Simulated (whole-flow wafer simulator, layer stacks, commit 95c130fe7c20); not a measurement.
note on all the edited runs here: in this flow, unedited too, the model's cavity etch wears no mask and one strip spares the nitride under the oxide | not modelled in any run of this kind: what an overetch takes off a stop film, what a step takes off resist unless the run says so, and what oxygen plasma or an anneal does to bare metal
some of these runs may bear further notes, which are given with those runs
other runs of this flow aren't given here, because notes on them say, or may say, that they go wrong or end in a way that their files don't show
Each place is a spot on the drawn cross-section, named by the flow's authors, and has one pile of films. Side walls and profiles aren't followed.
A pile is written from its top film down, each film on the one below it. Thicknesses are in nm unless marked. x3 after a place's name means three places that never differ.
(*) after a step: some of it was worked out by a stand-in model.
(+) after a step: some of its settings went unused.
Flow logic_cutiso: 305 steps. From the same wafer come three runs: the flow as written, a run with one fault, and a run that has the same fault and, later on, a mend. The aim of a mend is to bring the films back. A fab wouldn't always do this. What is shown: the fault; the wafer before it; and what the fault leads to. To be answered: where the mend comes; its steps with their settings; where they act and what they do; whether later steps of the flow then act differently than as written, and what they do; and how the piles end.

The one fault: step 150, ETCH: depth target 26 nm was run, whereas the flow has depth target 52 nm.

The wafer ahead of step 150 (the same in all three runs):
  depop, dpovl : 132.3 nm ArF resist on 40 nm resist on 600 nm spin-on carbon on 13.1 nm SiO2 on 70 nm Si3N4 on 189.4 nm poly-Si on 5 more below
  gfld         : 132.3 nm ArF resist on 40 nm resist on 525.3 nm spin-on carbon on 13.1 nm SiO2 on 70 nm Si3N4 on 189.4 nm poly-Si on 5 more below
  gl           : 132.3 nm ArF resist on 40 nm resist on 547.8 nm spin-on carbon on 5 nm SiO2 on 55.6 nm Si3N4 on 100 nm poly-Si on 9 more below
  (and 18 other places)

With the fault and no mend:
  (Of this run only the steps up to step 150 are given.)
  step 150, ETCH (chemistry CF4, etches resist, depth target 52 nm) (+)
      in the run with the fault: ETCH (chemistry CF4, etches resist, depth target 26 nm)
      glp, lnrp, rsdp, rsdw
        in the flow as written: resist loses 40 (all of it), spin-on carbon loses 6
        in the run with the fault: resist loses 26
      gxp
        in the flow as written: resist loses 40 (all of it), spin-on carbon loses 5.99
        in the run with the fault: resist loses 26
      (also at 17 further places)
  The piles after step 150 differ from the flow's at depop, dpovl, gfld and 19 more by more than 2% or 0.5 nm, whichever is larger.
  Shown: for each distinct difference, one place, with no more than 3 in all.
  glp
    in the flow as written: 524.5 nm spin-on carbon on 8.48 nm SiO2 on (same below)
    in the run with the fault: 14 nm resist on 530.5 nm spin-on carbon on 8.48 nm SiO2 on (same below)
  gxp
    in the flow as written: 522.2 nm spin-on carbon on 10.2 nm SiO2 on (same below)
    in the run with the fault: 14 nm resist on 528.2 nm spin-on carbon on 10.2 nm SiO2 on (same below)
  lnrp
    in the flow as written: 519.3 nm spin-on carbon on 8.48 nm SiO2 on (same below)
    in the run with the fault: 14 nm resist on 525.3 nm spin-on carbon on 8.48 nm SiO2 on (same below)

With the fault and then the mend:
  After step 150 comes the mend.
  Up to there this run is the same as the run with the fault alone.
  step 150a, ETCH (chemistry CF4, etches resist, depth target 26 nm) (*) (+) (the flow's step 150 again, with other settings)
      depop, dpovl, gfld and 14 more
        ArF resist loses 15
      glp, gxp, lnrp, rsdp, rsdw
        resist loses 14 (all of it), spin-on carbon loses 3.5
  Later steps of the flow acting differently than as written (not shown: 1 more step that differs only slightly, by at most 2% or 0.5 nm, whichever is larger):
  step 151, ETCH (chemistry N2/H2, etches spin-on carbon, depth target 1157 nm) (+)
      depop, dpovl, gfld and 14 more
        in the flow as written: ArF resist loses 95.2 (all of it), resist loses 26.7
        in the run with the mend: ArF resist loses 98.8 (all of it), resist loses 26.7
  The piles end the same as the flow's at every place that both follow.
